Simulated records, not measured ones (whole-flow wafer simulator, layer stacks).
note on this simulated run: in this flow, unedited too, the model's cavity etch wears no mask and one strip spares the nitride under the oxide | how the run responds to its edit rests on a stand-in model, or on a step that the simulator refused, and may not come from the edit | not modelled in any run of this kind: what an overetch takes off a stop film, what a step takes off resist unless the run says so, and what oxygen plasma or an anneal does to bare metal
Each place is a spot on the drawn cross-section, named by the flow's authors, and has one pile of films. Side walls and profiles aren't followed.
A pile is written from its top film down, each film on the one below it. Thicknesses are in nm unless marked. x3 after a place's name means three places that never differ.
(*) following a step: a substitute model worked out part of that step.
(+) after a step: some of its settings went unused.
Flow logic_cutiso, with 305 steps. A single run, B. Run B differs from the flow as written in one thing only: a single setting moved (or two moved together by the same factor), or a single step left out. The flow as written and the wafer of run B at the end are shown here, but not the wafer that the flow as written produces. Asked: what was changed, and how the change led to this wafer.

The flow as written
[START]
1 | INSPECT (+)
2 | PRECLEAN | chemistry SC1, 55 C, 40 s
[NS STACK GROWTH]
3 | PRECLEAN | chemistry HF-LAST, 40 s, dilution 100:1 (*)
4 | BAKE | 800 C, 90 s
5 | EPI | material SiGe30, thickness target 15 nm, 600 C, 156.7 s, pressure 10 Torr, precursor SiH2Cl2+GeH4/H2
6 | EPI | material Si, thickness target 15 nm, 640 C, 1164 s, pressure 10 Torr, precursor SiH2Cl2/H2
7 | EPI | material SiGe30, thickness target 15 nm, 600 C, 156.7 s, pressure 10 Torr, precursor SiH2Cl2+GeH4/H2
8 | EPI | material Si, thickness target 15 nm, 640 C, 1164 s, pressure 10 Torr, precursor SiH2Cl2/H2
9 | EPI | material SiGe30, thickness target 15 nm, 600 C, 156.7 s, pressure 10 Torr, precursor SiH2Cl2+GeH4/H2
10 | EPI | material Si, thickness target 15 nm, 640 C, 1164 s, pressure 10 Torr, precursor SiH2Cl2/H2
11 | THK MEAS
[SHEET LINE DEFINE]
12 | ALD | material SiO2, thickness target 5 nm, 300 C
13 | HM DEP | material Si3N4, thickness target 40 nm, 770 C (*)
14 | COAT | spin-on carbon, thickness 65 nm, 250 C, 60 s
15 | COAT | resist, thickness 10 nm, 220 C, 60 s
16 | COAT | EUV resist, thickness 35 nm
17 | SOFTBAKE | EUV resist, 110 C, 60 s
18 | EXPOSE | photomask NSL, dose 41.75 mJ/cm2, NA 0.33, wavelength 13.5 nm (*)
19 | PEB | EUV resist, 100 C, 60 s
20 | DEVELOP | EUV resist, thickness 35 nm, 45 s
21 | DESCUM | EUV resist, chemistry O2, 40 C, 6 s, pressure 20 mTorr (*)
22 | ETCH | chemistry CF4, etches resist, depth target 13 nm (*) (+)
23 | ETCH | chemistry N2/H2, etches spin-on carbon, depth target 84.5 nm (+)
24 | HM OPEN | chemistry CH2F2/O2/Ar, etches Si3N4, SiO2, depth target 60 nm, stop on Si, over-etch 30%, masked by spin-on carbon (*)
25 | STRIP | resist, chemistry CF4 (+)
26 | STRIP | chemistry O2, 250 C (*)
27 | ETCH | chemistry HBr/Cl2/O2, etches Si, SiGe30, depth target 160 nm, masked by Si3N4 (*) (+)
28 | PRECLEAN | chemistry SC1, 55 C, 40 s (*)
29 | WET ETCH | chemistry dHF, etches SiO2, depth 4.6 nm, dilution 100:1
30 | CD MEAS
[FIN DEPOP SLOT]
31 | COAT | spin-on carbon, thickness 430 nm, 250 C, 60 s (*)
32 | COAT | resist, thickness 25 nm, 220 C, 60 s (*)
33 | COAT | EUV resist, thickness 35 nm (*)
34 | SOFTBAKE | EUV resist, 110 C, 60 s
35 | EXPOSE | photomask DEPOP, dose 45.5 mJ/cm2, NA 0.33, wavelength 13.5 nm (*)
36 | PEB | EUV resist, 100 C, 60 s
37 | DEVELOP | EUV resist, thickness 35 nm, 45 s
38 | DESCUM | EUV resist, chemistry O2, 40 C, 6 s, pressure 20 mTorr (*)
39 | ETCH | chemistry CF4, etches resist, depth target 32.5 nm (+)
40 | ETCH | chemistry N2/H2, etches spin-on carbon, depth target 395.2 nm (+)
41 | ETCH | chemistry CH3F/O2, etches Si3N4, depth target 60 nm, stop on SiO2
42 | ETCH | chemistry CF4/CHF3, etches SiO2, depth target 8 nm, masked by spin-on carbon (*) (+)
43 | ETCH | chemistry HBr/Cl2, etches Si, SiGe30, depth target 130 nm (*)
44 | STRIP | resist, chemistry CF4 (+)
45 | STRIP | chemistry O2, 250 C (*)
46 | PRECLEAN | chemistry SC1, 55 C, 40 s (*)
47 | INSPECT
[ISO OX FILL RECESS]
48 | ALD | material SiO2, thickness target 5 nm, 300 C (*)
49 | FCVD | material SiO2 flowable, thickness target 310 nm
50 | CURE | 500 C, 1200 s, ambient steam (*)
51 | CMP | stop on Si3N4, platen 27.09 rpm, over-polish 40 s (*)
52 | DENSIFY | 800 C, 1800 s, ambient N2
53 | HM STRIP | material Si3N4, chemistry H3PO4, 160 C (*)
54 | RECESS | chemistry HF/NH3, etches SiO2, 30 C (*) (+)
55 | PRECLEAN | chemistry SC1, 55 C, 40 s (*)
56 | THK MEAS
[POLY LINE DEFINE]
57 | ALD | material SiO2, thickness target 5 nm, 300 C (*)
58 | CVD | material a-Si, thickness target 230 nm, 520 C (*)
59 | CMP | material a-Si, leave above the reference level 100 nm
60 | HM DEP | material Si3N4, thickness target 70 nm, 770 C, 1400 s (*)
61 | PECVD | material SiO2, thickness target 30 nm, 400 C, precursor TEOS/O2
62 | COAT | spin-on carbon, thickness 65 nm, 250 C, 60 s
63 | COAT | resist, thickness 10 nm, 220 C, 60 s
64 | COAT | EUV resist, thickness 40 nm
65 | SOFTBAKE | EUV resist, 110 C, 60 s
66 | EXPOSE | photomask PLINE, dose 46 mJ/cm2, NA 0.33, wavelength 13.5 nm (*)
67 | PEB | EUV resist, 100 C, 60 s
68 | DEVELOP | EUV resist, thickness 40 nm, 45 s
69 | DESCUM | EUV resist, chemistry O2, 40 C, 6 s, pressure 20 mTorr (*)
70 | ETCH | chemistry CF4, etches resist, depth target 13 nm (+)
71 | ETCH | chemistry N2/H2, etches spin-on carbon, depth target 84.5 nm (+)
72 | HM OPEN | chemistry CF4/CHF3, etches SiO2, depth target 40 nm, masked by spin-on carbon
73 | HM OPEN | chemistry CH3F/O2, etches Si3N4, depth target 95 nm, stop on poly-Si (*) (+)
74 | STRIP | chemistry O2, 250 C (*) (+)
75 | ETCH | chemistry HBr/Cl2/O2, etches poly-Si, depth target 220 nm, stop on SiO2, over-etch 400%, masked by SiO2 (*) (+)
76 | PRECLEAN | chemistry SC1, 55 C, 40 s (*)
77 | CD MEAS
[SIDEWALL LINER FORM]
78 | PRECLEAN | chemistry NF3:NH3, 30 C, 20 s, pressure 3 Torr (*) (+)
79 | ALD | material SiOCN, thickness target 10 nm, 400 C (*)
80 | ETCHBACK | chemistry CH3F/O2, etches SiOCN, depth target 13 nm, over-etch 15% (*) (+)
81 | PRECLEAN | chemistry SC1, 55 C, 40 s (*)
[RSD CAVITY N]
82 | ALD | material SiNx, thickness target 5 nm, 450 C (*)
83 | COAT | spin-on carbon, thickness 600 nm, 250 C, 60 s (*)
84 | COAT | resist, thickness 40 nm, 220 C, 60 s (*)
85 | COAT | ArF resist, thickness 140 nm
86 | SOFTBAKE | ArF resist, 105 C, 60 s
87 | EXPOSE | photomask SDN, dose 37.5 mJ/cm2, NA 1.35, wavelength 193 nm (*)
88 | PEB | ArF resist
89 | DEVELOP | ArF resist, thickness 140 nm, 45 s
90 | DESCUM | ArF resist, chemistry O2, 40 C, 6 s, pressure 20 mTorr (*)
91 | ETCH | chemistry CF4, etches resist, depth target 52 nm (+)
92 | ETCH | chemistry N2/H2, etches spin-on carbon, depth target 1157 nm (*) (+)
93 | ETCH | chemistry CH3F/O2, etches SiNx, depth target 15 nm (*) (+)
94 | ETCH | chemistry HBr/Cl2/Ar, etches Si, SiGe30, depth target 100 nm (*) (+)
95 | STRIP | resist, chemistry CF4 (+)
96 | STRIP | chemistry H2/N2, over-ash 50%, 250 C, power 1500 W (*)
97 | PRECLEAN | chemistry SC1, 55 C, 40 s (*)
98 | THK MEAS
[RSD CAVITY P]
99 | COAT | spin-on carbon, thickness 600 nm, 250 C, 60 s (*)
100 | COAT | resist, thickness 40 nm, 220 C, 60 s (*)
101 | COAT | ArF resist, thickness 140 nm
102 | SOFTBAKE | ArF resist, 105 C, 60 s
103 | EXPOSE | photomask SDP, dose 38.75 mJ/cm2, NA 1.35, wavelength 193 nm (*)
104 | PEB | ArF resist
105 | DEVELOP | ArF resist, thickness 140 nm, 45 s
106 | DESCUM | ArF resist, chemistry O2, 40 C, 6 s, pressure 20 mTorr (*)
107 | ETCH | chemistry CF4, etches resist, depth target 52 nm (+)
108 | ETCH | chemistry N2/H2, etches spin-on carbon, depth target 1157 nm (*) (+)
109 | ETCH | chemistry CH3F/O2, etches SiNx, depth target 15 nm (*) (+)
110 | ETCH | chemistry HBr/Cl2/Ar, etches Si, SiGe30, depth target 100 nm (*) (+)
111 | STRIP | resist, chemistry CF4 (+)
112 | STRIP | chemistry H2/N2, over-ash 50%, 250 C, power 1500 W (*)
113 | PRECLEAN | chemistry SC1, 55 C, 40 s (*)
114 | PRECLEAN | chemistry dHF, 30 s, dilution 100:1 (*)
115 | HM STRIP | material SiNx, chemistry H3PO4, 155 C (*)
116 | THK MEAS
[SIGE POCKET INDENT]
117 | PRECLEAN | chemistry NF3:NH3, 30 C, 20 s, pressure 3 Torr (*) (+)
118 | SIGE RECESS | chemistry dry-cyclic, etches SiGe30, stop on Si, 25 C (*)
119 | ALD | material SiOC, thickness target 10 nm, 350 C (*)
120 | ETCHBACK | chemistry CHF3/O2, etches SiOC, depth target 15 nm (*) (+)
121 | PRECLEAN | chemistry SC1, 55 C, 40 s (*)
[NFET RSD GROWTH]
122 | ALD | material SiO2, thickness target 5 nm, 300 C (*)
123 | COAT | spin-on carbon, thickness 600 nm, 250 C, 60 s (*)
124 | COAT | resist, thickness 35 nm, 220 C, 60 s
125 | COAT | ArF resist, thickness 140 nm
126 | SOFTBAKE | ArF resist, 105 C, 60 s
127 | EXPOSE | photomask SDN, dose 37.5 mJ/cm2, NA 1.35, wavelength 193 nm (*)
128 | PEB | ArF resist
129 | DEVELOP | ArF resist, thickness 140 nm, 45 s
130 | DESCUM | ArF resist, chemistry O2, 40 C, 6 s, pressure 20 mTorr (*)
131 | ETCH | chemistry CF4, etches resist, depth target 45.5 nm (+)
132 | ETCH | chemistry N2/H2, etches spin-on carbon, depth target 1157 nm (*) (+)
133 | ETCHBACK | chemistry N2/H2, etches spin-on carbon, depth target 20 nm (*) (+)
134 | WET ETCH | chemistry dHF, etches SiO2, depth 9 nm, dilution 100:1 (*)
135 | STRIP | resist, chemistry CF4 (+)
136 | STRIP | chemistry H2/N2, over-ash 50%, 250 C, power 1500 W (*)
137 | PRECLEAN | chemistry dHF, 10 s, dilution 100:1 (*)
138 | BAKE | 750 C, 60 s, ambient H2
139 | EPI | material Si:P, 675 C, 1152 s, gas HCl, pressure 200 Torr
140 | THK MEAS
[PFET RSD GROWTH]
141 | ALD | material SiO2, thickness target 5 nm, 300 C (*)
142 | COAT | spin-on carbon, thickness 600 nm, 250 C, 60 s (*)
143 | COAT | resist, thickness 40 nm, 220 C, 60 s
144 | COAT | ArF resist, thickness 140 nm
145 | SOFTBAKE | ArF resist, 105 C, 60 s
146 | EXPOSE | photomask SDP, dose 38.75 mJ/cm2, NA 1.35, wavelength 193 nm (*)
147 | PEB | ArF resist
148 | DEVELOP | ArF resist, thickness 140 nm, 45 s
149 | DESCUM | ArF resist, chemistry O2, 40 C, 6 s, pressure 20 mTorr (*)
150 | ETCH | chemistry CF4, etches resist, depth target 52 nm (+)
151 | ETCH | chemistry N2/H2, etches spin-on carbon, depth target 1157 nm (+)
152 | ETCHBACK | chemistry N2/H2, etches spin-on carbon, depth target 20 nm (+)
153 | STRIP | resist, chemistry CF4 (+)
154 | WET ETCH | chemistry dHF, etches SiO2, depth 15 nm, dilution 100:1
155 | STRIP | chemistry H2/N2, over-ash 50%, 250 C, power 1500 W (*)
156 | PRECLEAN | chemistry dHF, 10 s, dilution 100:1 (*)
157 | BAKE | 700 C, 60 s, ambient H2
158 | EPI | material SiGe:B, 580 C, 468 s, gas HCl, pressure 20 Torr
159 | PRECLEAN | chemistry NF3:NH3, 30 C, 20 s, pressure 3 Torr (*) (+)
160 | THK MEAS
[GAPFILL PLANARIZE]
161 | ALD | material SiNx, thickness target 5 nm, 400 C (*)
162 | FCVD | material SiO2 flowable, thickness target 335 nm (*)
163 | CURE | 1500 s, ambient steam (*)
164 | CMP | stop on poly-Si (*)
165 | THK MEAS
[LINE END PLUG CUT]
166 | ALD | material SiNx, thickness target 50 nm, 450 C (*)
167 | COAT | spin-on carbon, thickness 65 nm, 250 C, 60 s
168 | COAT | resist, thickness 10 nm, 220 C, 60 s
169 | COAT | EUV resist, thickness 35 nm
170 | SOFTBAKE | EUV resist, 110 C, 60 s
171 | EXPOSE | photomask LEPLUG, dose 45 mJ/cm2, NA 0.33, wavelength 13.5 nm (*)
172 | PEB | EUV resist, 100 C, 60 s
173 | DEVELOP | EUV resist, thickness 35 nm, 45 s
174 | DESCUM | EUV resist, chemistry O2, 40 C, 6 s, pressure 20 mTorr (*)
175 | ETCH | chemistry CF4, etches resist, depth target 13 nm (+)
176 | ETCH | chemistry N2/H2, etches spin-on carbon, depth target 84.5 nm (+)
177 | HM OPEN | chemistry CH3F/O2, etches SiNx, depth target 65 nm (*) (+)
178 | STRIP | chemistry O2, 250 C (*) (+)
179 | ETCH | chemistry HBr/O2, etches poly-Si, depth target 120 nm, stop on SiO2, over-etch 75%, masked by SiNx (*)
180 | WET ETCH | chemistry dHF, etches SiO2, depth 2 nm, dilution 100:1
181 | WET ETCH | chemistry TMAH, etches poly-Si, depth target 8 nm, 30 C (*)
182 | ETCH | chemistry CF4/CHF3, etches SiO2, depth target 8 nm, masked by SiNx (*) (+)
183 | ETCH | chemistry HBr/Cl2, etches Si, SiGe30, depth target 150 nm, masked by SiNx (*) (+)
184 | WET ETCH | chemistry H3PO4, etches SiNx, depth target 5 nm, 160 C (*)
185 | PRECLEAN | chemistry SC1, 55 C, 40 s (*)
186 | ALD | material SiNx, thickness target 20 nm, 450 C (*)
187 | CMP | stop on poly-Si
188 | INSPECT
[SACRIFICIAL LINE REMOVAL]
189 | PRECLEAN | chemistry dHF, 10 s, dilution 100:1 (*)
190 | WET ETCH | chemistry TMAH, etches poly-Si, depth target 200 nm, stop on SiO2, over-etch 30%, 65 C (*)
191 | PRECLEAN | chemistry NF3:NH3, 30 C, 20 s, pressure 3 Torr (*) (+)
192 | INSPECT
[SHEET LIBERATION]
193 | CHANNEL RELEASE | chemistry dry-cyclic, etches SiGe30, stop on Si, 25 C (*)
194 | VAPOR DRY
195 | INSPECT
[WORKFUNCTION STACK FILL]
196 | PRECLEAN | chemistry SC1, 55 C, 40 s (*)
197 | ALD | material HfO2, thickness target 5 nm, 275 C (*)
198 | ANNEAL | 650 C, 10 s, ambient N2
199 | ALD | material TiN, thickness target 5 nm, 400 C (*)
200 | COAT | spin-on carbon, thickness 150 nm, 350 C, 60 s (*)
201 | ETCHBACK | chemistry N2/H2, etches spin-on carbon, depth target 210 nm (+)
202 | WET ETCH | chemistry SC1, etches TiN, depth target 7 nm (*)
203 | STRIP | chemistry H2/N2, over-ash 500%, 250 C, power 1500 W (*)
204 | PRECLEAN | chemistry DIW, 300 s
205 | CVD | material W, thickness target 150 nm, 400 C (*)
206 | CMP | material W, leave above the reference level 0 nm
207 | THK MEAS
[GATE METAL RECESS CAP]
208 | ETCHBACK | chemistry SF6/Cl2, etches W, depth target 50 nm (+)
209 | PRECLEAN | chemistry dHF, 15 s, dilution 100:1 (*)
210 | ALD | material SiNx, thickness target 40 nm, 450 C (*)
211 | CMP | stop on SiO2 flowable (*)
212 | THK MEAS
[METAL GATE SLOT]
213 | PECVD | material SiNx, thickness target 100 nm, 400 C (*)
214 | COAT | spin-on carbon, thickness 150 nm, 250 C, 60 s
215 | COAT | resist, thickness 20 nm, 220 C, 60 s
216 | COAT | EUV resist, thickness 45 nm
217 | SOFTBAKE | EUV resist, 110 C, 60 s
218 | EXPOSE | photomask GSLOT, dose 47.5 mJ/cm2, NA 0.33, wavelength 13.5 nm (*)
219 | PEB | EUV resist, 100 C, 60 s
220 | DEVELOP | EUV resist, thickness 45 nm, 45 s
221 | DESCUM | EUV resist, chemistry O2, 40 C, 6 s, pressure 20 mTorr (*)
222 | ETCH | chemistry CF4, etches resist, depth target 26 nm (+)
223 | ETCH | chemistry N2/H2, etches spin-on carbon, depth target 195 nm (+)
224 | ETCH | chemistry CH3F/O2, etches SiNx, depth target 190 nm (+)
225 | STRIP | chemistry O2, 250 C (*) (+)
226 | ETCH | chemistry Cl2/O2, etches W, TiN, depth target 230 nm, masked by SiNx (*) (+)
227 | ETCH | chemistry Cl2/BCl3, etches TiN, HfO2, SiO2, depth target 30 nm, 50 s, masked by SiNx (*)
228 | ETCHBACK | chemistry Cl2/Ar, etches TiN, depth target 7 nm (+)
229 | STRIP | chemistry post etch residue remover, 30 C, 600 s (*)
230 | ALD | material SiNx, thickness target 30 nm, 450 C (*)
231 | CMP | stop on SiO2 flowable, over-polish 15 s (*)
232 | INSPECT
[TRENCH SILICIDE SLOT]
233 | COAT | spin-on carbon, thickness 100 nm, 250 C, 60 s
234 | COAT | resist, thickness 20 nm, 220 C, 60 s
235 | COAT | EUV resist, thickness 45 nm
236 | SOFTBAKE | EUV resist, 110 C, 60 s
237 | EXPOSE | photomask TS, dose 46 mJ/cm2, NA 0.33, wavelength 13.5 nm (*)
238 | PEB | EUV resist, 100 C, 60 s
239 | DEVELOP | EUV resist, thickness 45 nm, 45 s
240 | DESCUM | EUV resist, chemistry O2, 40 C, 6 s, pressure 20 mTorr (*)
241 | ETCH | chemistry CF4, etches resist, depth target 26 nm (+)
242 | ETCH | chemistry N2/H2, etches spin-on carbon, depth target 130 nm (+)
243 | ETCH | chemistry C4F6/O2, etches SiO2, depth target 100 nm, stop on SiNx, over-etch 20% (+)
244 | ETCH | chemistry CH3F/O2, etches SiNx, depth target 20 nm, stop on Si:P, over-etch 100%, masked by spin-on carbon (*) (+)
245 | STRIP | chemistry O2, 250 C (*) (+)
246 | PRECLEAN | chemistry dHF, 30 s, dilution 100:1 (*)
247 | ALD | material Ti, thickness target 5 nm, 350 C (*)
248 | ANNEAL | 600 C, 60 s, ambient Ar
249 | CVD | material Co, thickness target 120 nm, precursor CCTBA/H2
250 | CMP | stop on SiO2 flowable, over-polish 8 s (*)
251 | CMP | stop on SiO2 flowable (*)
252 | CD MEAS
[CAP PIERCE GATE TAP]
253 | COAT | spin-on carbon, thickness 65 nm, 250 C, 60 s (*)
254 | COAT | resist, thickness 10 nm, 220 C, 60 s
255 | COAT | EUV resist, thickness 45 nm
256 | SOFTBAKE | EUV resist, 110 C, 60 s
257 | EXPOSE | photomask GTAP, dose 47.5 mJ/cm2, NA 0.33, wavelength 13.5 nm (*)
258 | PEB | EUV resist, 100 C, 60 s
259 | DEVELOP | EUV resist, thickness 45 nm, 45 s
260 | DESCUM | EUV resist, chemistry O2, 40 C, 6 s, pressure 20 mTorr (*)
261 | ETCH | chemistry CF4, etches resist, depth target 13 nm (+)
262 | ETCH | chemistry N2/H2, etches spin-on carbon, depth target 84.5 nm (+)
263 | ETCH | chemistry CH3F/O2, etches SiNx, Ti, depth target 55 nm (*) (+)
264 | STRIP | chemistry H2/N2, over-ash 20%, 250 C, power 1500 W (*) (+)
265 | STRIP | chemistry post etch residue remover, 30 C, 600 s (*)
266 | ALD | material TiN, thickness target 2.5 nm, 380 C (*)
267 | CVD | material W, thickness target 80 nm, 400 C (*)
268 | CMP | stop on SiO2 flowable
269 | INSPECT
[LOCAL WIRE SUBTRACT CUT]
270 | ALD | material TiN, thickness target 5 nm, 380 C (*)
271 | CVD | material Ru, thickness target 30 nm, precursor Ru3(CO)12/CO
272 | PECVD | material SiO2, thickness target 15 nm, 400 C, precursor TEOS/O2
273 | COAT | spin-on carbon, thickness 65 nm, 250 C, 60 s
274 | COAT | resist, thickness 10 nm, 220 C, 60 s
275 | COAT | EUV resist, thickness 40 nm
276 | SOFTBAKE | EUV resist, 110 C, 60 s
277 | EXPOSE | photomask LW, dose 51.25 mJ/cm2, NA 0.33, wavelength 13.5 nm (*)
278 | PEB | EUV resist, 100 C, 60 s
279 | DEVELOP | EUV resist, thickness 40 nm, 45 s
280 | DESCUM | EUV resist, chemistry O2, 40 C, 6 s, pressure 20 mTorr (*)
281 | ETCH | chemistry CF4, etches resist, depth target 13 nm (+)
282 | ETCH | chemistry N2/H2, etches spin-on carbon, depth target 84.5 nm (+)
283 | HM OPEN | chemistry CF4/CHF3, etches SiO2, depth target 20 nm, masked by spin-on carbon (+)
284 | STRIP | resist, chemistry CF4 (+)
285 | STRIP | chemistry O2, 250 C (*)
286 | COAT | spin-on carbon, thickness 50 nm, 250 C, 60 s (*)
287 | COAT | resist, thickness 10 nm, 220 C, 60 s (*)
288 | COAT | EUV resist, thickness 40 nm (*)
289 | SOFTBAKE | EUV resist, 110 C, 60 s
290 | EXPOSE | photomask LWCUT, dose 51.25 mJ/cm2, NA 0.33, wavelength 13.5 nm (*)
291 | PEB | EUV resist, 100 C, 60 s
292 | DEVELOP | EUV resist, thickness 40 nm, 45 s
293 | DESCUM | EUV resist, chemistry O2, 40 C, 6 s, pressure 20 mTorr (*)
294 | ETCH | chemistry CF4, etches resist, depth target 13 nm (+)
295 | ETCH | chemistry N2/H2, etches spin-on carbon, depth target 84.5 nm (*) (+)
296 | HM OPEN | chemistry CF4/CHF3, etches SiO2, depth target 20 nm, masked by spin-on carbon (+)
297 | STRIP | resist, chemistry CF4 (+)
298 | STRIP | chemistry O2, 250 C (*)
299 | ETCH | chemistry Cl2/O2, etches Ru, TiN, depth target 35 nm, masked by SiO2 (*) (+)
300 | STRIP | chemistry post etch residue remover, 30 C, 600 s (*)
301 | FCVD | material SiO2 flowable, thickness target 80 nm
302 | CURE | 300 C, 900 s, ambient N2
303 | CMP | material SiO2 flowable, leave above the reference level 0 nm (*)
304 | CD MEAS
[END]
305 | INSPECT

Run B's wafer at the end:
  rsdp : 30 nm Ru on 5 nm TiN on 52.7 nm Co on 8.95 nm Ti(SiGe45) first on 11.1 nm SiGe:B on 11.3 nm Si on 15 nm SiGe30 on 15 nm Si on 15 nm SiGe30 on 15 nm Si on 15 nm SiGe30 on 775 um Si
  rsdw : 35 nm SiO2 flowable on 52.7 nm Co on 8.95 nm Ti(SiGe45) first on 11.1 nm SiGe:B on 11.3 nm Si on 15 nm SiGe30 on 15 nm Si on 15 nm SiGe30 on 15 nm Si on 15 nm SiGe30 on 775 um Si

The reason: step 109, ETCH: chemistry CH3F/O2, etches SiNx, depth target 15 nm (*) (+), was not run.

The path from the change to this, step by step:
  110 | ETCH | chemistry HBr/Cl2/Ar, etches Si, SiGe30, depth target 100 nm (*) (+)
      rsdp, rsdw: nothing (in the flow as written it would be: -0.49 chemical SiO2 (all of it), -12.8 Si (all of it), -15 SiGe30 (all of it), -15 Si (all of it), -15 SiGe30 (all of it), -15 Si (all of it), -15 SiGe30 (all of it), -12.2 Si)
  111 | STRIP | resist, chemistry CF4 (+)
      glp, gxp: -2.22 SiNx (all of it) (in the flow as written it would be: nothing)
      rsdp, rsdw: -4.26 SiNx (all of it) (in the flow as written it would be: nothing)
      (as well as at 18 more places)
  114 | PRECLEAN | chemistry dHF, 30 s, dilution 100:1 (*)
      lnrp: -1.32 SiOCN (in the flow as written it would be: -0.49 SiOCN)
  120 | ETCHBACK | chemistry CHF3/O2, etches SiOC, depth target 15 nm (*) (+)
      rsdp, rsdw: -10 SiOC (all of it), -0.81 Si (in the flow as written it would be: -10 SiOC (all of it))
  123 | COAT | spin-on carbon, thickness 600 nm, 250 C, 60 s (*)
      gfld, gxf, lnr, plug: +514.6 spin-on carbon (new film) (in the flow as written it would be: +501.8 spin-on carbon (new film))
      gl, glp: +519.7 spin-on carbon (new film) (in the flow as written it would be: +507 spin-on carbon (new film))
      (as well as at 8 more places)
  132 | ETCH | chemistry N2/H2, etches spin-on carbon, depth target 1157 nm (*) (+)
      gl, tap: -514.5 spin-on carbon (all of it), -5 SiO2 (all of it), -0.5 Si3N4 (in the flow as written it would be: -501.7 spin-on carbon (all of it), -5 SiO2 (all of it), -0.5 Si3N4)
      lnr, lnrt: -509.3 spin-on carbon (all of it), -5 SiO2 (all of it), -0.84 SiOCN (in the flow as written it would be: -496.5 spin-on carbon (all of it), -5 SiO2 (all of it), -0.84 SiOCN)
      (as well as at 1 more place)
  135 | STRIP | resist, chemistry CF4 (+)
      gl: -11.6 Si3N4 (in the flow as written it would be: -12.3 Si3N4)
      glp: -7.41 resist (all of it) (in the flow as written it would be: -7.93 resist (all of it))
      (as well as at 4 more places)
  136 | STRIP | chemistry H2/N2, over-ash 50%, 250 C, power 1500 W (*)
      gfld, gxf, plug: -514.6 spin-on carbon (all of it) (in the flow as written it would be: -501.8 spin-on carbon (all of it))
      rsdp, rsdw: -696.8 spin-on carbon (all of it) (in the flow as written it would be: -783.2 spin-on carbon (all of it))
      (as well as at 4 more places)
  141 | ALD | material SiO2, thickness target 5 nm, 300 C (*)
      gxn: +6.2 SiO2 (new film) (in the flow as written it would be: +10.1 SiO2 (new film))
  142 | COAT | spin-on carbon, thickness 600 nm, 250 C, 60 s (*)
      gxn: +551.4 spin-on carbon (new film) (in the flow as written it would be: +537.9 spin-on carbon (new film))
      rsdp: +717.6 spin-on carbon (new film) (in the flow as written it would be: +806.8 spin-on carbon (new film))
      (as well as at 1 more place)
  151 | ETCH | chemistry N2/H2, etches spin-on carbon, depth target 1157 nm (+)
      rsdp, rsdw: -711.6 spin-on carbon (all of it), -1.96 SiO2 (in the flow as written it would be: -800.8 spin-on carbon (all of it))
  153 | STRIP | resist, chemistry CF4 (+)
      rsdw: -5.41 SiO2 (all of it) (in the flow as written it would be: -5.11 SiO2)
      gxp: -3.58 SiO2 (all of it) (in the flow as written it would be: -3.06 SiO2 (all of it))
      (as well as at 1 more place)
  154 | WET ETCH | chemistry dHF, etches SiO2, depth 15 nm, dilution 100:1
      rsdw: -0.49 chemical SiO2 (all of it) (in the flow as written it would be: -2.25 SiO2 (all of it), -0.49 chemical SiO2 (all of it))
      rsdp: -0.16 SiO2 (all of it), -0.49 chemical SiO2 (all of it) (in the flow as written it would be: -2.75 SiO2 (all of it), -0.49 chemical SiO2 (all of it))
  155 | STRIP | chemistry H2/N2, over-ash 50%, 250 C, power 1500 W (*)
      gxn: -551.4 spin-on carbon (all of it) (in the flow as written it would be: -537.9 spin-on carbon (all of it))
  158 | EPI | material SiGe:B, 580 C, 468 s, gas HCl, pressure 20 Torr
      rsdp, rsdw: +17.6 SiGe:B (new film) (in the flow as written it would be: +116.8 SiGe:B (new film))
  159 | PRECLEAN | chemistry NF3:NH3, 30 C, 20 s, pressure 3 Torr (*) (+)
      gxn: -4.68 SiO2 (all of it), -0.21 Si3N4 (in the flow as written it would be: -7.5 SiO2)
  164 | CMP | stop on poly-Si (*)
      gxn: -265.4 SiO2 flowable (all of it), -5 SiNx (all of it), -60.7 Si3N4 (all of it) (in the flow as written it would be: -264.5 SiO2 flowable (all of it), -5 SiNx (all of it), -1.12 SiO2 (all of it), -60.3 Si3N4 (all of it))
